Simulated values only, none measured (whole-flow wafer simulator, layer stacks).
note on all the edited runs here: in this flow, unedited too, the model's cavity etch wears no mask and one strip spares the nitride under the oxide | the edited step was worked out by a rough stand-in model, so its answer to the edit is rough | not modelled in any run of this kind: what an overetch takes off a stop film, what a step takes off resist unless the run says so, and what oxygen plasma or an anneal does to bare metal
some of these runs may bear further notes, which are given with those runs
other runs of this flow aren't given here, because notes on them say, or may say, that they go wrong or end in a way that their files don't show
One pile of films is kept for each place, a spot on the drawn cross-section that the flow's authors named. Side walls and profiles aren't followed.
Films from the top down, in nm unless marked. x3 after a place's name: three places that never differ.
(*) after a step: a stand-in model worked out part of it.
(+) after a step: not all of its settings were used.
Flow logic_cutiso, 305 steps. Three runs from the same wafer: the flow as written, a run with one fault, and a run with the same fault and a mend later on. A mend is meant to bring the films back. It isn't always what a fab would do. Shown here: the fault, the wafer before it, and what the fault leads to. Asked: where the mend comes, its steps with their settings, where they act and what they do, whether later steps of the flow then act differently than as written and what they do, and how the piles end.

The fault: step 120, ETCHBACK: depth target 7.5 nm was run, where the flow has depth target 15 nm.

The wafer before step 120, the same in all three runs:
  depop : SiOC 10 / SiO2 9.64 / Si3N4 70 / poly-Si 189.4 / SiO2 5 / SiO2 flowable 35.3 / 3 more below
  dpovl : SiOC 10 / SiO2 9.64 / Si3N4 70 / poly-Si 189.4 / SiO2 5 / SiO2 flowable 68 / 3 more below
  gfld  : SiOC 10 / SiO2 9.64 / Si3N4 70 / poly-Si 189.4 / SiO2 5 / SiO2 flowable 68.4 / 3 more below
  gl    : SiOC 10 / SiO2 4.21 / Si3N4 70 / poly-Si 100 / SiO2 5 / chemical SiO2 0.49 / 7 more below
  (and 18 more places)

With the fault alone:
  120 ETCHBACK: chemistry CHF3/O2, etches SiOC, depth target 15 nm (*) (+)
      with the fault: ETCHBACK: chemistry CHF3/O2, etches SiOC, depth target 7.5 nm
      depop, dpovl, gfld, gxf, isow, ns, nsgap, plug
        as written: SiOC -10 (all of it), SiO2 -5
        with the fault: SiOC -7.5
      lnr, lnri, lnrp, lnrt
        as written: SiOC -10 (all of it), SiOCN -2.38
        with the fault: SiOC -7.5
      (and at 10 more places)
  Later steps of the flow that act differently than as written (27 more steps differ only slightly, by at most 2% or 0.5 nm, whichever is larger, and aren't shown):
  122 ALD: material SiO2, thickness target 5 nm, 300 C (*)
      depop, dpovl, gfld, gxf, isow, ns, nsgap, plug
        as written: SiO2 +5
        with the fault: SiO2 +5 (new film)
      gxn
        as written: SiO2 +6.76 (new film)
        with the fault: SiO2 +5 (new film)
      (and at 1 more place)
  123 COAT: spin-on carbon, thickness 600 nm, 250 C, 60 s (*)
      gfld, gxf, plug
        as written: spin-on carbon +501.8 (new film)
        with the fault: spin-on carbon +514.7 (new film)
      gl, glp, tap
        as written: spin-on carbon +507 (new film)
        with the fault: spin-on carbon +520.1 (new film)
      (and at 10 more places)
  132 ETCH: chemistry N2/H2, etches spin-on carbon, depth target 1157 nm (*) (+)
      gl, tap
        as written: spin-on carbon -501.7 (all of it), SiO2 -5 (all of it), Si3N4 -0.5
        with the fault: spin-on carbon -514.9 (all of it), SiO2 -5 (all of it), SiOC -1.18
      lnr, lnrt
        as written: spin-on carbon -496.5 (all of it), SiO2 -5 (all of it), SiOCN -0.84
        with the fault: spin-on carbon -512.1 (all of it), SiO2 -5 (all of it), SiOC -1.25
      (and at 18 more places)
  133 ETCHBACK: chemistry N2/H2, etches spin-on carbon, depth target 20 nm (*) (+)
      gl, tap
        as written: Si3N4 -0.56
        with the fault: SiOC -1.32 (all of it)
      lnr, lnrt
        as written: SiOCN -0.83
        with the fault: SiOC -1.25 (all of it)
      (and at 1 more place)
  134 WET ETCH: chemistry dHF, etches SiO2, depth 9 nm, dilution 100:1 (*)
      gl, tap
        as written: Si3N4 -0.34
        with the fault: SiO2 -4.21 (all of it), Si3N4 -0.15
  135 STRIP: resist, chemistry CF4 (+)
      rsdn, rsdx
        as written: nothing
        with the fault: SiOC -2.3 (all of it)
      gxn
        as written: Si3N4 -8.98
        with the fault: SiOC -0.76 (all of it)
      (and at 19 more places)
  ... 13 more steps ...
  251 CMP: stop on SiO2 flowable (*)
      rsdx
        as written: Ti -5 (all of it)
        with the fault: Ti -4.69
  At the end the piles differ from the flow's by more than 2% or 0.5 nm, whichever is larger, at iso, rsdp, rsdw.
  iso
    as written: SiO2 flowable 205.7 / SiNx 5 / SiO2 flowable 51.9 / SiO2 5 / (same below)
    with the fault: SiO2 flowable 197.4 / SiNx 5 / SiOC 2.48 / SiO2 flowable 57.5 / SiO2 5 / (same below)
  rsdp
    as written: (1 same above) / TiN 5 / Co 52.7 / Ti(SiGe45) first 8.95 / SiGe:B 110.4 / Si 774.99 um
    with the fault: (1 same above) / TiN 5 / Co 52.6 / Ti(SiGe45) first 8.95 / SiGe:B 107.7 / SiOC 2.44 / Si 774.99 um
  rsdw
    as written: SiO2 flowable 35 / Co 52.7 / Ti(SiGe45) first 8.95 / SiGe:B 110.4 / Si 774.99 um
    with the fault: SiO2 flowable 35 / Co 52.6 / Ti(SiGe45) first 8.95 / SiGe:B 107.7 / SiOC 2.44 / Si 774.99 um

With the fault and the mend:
  The mend comes after step 120.
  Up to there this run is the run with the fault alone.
  120a ETCHBACK: chemistry CHF3/O2, etches SiOC, depth target 7.5 nm (*) (+) (the flow's step 120 once more, with other settings)
      depop, dpovl, gfld, gxf, isow, ns, nsgap, plug
        SiOC -2.5 (all of it), SiO2 -5
      lnr, lnri, lnrp, lnrt
        SiOC -2.5 (all of it), SiOCN -2.38
      rsdn, rsdp, rsdw, rsdx
        SiOC -2.5 (all of it)
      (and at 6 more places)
  No later step of the flow acts differently than as written, at any place that is followed, by more than 2% or 0.5 nm, whichever is larger.
  At the end the piles are the same as the flow's at every place that both follow.
